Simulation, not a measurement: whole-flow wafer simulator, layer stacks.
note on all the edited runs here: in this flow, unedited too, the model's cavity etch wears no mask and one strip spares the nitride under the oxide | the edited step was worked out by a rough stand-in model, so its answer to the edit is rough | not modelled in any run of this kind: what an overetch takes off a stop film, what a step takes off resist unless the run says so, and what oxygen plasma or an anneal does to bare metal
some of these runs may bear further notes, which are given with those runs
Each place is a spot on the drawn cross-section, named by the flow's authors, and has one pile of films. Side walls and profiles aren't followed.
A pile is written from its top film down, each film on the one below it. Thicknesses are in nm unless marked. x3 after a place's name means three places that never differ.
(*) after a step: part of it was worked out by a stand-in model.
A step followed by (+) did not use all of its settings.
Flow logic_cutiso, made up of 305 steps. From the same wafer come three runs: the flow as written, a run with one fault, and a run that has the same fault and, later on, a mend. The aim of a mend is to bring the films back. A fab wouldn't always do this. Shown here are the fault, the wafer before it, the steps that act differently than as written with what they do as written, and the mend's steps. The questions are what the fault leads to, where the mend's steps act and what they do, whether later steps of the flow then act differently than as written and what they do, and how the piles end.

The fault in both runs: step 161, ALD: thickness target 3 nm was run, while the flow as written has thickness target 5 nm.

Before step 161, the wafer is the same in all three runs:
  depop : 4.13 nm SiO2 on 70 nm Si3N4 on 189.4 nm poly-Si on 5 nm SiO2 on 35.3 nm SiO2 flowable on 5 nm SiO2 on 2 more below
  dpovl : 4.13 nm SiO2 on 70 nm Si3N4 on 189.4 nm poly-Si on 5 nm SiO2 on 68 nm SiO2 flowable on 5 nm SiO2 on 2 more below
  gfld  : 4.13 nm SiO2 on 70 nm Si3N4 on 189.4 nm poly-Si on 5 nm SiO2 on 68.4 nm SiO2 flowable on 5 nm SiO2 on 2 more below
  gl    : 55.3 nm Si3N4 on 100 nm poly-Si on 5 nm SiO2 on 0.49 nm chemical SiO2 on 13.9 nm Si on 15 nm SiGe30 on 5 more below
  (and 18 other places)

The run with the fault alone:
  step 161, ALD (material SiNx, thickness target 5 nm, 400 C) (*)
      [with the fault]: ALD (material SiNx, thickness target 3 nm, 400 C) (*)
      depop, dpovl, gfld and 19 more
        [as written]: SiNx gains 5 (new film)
        [with the fault]: SiNx gains 3 (new film)
  Later steps of the flow acting differently than as written (22 other steps are not shown; they differ only slightly, by no more than 2% or 0.5 nm, whichever is larger):
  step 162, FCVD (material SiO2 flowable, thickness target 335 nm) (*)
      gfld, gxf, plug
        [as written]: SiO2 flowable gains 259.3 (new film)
        [with the fault]: SiO2 flowable gains 250.9 (new film)
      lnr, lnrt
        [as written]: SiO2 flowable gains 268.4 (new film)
        [with the fault]: SiO2 flowable gains 260 (new film)
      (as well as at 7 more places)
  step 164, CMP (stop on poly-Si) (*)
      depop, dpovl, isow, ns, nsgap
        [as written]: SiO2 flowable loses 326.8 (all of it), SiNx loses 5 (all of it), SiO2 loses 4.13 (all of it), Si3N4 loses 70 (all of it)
        [with the fault]: SiO2 flowable loses 326.8 (all of it), SiNx loses 3 (all of it), SiO2 loses 4.13 (all of it), Si3N4 loses 70 (all of it)
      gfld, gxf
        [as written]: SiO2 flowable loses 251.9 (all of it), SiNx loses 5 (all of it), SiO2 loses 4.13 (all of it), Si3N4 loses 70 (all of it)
        [with the fault]: SiO2 flowable loses 243.6 (all of it), SiNx loses 3 (all of it), SiO2 loses 4.13 (all of it), Si3N4 loses 70 (all of it)
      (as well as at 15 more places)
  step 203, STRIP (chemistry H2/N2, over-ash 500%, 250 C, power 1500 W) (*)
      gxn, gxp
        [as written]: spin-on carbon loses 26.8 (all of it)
        [with the fault]: spin-on carbon loses 26.2 (all of it)
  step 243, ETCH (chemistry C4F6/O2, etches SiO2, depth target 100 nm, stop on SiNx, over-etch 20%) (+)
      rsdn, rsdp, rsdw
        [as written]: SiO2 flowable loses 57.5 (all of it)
        [with the fault]: SiO2 flowable loses 59.5 (all of it)
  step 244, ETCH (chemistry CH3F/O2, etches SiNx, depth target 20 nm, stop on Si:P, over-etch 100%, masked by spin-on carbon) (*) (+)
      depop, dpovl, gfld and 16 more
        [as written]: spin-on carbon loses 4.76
        [with the fault]: spin-on carbon loses 2.86
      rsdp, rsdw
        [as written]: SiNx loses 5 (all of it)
        [with the fault]: SiNx loses 3 (all of it)
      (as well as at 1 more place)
  At iso, rsdx, the piles at the end differ from the flow's by more than 2% or 0.5 nm, whichever is larger.
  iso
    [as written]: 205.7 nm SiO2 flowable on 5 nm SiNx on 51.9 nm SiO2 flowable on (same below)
    [with the fault]: 207.7 nm SiO2 flowable on 3 nm SiNx on 51.9 nm SiO2 flowable on (same below)
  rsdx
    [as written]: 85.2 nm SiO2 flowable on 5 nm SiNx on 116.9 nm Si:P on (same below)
    [with the fault]: 87.3 nm SiO2 flowable on 3 nm SiNx on 116.9 nm Si:P on (same below)

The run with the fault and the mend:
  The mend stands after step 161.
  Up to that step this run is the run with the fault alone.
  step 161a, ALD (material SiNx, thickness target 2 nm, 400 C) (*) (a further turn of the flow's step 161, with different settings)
      depop, dpovl, gfld and 19 more
        SiNx gains 2
  None of the later steps of the flow differs from how it acts as written, at any place that is followed, by more than 2% or 0.5 nm, whichever is larger.
  The piles end the same as the flow's at every place that both follow.
